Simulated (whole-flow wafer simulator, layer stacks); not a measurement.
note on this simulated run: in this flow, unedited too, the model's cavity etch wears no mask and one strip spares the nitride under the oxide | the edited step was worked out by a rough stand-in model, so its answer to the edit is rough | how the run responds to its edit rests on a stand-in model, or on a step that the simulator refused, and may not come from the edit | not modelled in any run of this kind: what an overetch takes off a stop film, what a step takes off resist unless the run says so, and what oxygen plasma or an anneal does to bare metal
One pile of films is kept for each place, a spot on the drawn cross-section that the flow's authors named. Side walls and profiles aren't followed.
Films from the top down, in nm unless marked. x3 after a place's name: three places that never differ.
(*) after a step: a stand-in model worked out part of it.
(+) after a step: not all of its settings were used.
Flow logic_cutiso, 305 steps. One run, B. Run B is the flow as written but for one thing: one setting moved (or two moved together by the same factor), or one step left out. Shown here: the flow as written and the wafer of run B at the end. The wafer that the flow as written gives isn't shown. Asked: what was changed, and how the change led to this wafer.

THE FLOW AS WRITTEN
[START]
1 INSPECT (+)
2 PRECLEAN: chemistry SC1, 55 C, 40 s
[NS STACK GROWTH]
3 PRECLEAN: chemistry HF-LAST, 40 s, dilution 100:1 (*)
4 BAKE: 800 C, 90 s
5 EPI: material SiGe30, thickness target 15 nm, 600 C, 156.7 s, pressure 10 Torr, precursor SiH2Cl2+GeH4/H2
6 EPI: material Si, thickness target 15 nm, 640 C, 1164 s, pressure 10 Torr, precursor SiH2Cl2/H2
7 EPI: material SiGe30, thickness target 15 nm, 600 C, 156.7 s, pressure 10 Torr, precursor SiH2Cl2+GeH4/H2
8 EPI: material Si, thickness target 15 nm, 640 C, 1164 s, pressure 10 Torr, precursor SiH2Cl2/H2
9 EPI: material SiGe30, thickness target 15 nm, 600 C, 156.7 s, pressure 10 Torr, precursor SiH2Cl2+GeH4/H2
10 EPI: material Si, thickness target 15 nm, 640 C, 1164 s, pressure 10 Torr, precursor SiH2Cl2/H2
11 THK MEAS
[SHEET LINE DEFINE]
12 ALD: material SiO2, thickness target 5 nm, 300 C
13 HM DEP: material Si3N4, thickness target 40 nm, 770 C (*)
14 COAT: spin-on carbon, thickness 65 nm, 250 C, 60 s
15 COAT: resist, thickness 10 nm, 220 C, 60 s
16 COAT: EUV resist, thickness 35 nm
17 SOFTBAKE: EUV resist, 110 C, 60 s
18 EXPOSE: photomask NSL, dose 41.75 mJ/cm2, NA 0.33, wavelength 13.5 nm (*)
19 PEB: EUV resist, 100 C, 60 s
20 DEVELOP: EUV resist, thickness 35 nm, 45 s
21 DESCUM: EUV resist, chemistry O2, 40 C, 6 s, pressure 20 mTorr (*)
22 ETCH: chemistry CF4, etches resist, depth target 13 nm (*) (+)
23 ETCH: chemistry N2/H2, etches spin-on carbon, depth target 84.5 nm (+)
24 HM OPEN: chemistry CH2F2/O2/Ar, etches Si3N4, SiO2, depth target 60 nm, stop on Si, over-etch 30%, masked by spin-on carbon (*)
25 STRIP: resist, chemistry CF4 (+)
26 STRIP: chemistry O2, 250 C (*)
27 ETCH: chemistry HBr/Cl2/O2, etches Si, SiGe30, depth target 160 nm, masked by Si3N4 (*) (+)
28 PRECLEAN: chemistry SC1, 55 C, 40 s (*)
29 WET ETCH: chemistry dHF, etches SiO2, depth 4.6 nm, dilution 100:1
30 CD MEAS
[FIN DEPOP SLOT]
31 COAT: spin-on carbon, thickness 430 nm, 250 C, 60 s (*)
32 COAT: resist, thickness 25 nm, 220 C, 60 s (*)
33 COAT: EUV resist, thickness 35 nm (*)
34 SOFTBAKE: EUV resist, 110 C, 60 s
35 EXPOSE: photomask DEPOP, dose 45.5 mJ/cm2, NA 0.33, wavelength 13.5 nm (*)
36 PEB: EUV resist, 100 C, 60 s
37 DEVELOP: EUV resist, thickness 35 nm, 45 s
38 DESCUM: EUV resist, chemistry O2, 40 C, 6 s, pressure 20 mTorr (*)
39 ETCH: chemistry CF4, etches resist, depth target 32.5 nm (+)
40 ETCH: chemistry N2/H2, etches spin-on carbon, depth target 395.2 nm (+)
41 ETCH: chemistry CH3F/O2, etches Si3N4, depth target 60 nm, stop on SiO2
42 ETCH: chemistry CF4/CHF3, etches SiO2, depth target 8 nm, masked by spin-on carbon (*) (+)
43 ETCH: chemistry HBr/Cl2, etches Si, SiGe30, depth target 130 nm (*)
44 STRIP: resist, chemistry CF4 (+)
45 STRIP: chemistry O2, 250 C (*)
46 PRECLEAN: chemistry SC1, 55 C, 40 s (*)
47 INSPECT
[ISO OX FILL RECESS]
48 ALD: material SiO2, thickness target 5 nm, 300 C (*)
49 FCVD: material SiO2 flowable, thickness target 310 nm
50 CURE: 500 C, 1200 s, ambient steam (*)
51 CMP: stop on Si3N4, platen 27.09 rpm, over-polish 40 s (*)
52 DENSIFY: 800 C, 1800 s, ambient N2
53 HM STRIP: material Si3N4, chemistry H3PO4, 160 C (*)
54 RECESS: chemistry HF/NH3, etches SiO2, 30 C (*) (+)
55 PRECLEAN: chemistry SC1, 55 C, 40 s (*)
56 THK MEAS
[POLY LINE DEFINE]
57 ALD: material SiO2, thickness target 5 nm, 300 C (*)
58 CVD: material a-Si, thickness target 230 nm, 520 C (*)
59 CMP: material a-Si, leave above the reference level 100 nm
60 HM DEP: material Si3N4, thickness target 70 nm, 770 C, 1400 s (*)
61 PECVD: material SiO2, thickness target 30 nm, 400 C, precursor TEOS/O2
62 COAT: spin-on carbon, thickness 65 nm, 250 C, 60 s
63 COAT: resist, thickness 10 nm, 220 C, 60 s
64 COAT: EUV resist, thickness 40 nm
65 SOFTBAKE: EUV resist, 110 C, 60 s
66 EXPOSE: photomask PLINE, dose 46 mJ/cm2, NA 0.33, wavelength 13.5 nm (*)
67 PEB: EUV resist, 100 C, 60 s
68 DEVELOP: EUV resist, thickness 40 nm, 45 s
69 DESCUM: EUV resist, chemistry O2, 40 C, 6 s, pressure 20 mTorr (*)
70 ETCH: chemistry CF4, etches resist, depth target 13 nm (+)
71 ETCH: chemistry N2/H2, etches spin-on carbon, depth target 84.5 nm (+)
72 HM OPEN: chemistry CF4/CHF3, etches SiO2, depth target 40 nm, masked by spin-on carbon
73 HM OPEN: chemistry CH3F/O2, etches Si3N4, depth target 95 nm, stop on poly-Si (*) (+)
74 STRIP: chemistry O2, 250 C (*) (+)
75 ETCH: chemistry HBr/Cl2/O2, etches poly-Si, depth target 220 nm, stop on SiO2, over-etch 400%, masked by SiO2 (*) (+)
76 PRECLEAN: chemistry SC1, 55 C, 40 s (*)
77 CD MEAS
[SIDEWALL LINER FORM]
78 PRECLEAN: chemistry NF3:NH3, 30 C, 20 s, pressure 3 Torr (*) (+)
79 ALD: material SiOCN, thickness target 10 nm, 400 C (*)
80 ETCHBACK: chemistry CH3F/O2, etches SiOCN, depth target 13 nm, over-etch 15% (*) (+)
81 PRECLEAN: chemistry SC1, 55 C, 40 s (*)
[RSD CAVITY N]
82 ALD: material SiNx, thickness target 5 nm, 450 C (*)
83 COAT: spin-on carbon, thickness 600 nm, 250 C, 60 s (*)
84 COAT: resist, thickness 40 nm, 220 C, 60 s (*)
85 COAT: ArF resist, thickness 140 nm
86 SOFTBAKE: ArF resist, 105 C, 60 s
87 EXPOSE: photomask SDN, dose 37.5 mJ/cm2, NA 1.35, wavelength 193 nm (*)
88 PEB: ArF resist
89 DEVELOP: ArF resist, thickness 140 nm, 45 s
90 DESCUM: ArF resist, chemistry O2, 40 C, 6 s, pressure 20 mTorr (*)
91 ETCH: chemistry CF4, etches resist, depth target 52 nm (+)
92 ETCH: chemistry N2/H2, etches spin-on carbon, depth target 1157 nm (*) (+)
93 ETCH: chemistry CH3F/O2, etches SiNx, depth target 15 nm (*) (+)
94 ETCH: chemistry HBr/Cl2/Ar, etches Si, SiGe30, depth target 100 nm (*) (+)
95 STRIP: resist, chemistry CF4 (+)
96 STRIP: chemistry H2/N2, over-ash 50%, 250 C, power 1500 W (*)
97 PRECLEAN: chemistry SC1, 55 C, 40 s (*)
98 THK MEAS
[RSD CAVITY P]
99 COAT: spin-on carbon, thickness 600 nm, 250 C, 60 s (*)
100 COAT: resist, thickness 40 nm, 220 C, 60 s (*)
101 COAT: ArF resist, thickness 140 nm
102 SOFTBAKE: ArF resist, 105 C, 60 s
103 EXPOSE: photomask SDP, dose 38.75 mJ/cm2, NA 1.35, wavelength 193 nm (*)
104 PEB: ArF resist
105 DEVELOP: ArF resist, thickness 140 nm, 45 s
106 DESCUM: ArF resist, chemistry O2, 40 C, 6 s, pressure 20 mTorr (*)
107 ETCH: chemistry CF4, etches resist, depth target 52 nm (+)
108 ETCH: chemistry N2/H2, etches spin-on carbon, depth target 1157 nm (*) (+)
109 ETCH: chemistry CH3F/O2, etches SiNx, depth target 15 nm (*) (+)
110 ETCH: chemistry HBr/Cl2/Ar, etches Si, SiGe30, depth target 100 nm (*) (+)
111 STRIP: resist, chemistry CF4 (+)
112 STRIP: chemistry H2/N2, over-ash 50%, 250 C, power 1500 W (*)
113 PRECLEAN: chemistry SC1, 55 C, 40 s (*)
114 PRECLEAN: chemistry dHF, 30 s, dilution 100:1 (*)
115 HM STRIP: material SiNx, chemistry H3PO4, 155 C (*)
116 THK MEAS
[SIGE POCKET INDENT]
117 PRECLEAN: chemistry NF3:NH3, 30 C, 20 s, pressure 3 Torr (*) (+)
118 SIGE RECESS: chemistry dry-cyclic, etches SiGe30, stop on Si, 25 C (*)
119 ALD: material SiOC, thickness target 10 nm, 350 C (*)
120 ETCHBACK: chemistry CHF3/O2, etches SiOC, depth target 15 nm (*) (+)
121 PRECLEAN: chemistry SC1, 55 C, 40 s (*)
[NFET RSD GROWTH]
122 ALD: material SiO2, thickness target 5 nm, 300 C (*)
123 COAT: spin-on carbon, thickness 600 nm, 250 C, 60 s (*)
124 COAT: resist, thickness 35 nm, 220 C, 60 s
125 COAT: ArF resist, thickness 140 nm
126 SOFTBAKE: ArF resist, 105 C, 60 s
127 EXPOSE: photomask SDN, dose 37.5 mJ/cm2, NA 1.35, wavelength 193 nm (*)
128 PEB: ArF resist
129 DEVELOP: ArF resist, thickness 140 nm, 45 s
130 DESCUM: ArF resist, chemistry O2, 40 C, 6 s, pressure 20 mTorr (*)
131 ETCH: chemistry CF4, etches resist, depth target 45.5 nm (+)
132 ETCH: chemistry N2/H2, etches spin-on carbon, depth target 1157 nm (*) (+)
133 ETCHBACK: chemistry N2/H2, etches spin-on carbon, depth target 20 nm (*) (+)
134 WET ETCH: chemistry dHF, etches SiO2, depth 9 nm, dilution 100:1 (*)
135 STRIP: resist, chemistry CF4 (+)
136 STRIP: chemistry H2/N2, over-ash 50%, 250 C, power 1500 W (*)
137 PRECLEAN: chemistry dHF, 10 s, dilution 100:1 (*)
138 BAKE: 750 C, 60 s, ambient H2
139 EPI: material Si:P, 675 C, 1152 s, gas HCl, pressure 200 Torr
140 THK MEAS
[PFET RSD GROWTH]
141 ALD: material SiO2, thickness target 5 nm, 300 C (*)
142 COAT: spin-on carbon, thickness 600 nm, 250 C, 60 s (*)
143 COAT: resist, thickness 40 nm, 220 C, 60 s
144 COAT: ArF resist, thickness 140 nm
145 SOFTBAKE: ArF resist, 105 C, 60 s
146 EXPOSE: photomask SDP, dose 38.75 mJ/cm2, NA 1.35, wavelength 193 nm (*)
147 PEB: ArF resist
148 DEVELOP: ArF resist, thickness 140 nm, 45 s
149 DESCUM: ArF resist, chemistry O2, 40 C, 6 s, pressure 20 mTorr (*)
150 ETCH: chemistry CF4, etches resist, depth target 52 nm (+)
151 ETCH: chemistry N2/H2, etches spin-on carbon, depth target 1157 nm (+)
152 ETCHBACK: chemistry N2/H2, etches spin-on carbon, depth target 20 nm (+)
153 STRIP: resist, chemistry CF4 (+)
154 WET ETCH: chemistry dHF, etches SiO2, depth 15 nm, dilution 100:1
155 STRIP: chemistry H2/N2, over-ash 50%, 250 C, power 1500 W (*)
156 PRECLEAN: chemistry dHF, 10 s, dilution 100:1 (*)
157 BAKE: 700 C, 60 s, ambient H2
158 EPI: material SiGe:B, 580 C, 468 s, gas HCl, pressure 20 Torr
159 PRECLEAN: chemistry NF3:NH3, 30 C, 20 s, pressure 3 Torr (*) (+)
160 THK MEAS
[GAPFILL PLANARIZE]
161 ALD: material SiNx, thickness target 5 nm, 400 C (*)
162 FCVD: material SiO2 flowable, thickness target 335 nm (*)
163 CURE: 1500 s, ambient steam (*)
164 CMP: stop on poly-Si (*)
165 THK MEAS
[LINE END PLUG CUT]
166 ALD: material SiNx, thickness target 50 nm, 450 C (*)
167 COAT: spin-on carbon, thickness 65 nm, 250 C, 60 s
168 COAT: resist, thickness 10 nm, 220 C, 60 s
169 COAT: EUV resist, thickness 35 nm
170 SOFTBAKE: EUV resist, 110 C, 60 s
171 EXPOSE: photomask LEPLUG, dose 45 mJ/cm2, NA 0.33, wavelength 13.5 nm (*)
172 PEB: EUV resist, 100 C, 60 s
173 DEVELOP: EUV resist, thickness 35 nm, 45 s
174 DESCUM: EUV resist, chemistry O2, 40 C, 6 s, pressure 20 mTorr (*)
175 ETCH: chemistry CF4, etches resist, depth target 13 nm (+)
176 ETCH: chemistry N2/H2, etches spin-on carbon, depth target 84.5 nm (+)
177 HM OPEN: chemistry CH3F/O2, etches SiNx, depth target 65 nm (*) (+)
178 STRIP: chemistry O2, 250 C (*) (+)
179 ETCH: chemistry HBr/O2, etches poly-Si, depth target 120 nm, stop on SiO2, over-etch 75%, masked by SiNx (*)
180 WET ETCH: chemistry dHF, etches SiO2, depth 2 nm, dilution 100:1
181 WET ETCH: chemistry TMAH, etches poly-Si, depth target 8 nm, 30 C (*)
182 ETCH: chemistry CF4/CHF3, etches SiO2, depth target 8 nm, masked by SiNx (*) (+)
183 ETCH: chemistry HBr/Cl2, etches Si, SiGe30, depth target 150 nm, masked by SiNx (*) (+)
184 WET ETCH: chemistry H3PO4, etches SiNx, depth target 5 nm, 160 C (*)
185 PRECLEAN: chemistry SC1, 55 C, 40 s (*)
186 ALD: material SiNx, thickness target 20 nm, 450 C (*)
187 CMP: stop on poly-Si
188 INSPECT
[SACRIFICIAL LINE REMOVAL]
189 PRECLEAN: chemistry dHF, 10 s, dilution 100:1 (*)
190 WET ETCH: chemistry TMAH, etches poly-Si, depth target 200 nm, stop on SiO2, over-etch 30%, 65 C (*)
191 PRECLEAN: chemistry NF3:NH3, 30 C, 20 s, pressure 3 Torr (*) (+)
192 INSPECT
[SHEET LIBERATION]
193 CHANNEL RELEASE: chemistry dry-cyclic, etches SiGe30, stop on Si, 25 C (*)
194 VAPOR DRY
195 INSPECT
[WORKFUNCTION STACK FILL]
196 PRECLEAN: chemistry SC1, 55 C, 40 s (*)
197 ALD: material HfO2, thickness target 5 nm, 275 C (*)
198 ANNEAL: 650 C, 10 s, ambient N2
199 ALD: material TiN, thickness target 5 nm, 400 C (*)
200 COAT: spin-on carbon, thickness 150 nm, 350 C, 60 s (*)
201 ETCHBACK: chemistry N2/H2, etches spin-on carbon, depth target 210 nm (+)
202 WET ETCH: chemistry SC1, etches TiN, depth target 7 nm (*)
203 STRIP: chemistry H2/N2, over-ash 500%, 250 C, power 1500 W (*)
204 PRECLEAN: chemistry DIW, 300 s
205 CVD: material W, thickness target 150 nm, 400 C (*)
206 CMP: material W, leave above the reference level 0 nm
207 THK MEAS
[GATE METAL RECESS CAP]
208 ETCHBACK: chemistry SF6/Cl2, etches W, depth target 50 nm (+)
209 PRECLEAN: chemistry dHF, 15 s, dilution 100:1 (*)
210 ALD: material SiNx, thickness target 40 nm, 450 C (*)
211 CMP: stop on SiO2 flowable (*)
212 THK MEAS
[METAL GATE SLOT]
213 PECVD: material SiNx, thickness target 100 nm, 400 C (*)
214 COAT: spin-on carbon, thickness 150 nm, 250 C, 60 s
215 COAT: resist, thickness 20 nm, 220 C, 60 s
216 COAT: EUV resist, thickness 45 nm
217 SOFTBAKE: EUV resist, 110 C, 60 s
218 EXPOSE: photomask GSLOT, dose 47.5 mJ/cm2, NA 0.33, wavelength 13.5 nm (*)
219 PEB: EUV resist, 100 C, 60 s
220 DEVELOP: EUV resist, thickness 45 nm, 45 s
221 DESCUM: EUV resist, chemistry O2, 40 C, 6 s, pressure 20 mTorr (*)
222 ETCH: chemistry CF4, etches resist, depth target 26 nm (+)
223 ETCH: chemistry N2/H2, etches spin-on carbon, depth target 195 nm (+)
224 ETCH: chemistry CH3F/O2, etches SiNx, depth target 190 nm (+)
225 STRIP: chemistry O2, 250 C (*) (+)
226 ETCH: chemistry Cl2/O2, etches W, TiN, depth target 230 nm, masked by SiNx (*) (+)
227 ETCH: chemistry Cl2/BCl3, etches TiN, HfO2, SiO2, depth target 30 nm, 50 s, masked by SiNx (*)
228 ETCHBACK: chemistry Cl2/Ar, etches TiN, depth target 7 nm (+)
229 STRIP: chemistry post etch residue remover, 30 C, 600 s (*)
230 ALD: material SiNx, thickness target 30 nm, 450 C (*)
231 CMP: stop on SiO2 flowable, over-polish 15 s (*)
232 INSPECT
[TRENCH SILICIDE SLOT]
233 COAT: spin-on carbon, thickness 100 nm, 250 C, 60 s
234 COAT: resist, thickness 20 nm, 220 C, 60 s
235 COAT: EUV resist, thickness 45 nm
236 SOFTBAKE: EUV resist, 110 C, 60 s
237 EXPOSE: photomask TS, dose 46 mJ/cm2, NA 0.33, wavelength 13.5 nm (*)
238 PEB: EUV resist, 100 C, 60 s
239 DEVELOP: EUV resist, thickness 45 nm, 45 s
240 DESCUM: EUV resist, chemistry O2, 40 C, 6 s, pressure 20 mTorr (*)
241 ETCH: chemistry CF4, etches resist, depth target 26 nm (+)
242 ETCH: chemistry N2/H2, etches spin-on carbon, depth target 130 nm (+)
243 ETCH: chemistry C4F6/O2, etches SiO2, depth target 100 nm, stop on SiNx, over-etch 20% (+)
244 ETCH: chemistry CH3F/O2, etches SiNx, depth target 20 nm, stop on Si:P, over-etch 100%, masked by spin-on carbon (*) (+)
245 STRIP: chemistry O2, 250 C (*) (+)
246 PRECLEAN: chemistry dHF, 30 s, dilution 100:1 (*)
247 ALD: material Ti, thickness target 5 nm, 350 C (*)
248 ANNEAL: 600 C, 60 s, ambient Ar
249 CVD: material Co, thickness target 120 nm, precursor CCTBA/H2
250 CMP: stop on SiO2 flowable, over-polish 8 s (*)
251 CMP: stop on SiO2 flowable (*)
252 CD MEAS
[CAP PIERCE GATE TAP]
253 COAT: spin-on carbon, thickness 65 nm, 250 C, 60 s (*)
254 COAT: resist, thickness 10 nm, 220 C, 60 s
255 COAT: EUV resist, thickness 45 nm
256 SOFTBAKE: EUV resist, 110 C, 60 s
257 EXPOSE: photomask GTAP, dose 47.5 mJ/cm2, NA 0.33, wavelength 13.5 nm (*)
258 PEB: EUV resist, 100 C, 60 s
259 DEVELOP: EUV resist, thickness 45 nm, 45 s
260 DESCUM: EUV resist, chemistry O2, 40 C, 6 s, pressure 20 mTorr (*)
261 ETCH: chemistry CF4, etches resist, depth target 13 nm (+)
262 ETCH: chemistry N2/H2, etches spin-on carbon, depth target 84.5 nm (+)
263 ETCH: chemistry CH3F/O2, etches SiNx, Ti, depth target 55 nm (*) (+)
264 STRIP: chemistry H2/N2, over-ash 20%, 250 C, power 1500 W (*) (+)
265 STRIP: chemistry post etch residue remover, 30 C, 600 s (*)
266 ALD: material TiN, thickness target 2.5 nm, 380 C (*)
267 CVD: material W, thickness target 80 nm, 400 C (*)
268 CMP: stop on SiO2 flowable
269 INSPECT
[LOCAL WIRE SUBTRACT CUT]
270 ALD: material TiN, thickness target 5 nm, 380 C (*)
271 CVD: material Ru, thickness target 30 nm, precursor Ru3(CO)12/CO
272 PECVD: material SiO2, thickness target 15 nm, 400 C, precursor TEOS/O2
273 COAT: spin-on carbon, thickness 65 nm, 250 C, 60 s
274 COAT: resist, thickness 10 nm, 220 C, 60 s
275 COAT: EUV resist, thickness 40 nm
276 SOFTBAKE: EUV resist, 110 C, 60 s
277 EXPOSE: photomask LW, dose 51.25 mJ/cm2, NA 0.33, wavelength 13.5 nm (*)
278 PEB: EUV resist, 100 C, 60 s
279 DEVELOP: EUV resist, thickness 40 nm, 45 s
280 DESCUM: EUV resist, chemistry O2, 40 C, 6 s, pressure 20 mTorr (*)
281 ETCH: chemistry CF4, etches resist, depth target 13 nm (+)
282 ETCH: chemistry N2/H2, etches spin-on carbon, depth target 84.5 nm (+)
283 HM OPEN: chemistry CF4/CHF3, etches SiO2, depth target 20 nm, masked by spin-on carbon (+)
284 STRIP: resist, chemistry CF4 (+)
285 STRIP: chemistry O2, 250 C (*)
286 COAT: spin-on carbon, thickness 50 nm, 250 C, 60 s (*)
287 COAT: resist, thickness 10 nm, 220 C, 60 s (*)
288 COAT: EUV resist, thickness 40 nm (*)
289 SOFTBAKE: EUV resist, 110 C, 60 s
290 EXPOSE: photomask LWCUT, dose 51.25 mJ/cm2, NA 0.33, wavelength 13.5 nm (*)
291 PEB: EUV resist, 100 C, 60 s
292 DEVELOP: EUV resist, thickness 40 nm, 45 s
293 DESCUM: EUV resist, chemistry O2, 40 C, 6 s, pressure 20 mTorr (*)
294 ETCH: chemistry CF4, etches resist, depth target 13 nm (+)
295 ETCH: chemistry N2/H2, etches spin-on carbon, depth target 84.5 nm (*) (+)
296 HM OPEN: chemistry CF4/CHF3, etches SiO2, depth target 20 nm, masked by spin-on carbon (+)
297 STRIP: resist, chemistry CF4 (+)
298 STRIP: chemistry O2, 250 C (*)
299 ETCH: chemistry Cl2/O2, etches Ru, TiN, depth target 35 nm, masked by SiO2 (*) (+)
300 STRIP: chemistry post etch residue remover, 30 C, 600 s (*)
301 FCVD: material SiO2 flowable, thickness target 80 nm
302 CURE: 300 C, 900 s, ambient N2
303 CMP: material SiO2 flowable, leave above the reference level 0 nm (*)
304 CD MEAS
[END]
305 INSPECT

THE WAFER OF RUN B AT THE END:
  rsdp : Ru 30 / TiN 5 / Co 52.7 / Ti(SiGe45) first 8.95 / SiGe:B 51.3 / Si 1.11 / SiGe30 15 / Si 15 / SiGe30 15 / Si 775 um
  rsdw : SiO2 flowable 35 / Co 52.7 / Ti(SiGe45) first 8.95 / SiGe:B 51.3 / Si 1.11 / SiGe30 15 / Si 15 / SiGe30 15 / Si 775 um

The cause: step 110, ETCH: depth target 40 nm was run, where the flow has depth target 100 nm.

How the change led to this, step by step:
  110 ETCH: chemistry HBr/Cl2/Ar, etches Si, SiGe30, depth target 100 nm (*) (+)
      rsdp, rsdw: chemical SiO2 -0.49 (all of it), Si -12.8 (all of it), SiGe30 -15 (all of it), Si -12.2 (as written it would be: chemical SiO2 -0.49 (all of it), Si -12.8 (all of it), SiGe30 -15 (all of it), Si -15 (all of it), SiGe30 -15 (all of it), Si -15 (all of it), SiGe30 -15 (all of it), Si -12.2)
  120 ETCHBACK: chemistry CHF3/O2, etches SiOC, depth target 15 nm (*) (+)
      rsdp, rsdw: SiOC -10 (all of it), Si -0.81 (as written it would be: SiOC -10 (all of it))
  123 COAT: spin-on carbon, thickness 600 nm, 250 C, 60 s (*)
      rsdp, rsdw: spin-on carbon +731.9 (new film) (as written it would be: spin-on carbon +783.2 (new film))
  136 STRIP: chemistry H2/N2, over-ash 50%, 250 C, power 1500 W (*)
      rsdp, rsdw: spin-on carbon -731.9 (all of it) (as written it would be: spin-on carbon -783.2 (all of it))
  142 COAT: spin-on carbon, thickness 600 nm, 250 C, 60 s (*)
      rsdp: spin-on carbon +753.7 (new film) (as written it would be: spin-on carbon +806.8 (new film))
      rsdw: spin-on carbon +753.7 (new film) (as written it would be: spin-on carbon +806.7 (new film))
  151 ETCH: chemistry N2/H2, etches spin-on carbon, depth target 1157 nm (+)
      rsdp, rsdw: spin-on carbon -747.7 (all of it), SiO2 -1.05 (as written it would be: spin-on carbon -800.8 (all of it))
  153 STRIP: resist, chemistry CF4 (+)
      rsdw: SiO2 -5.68 (as written it would be: SiO2 -5.11)
  154 WET ETCH: chemistry dHF, etches SiO2, depth 15 nm, dilution 100:1
      rsdp: SiO2 -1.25 (all of it), chemical SiO2 -0.49 (all of it) (as written it would be: SiO2 -2.75 (all of it), chemical SiO2 -0.49 (all of it))
      rsdw: SiO2 -0.64 (all of it), chemical SiO2 -0.49 (all of it) (as written it would be: SiO2 -2.25 (all of it), chemical SiO2 -0.49 (all of it))
  158 EPI: material SiGe:B, 580 C, 468 s, gas HCl, pressure 20 Torr
      rsdp, rsdw: SiGe:B +57.8 (new film) (as written it would be: SiGe:B +116.8 (new film))
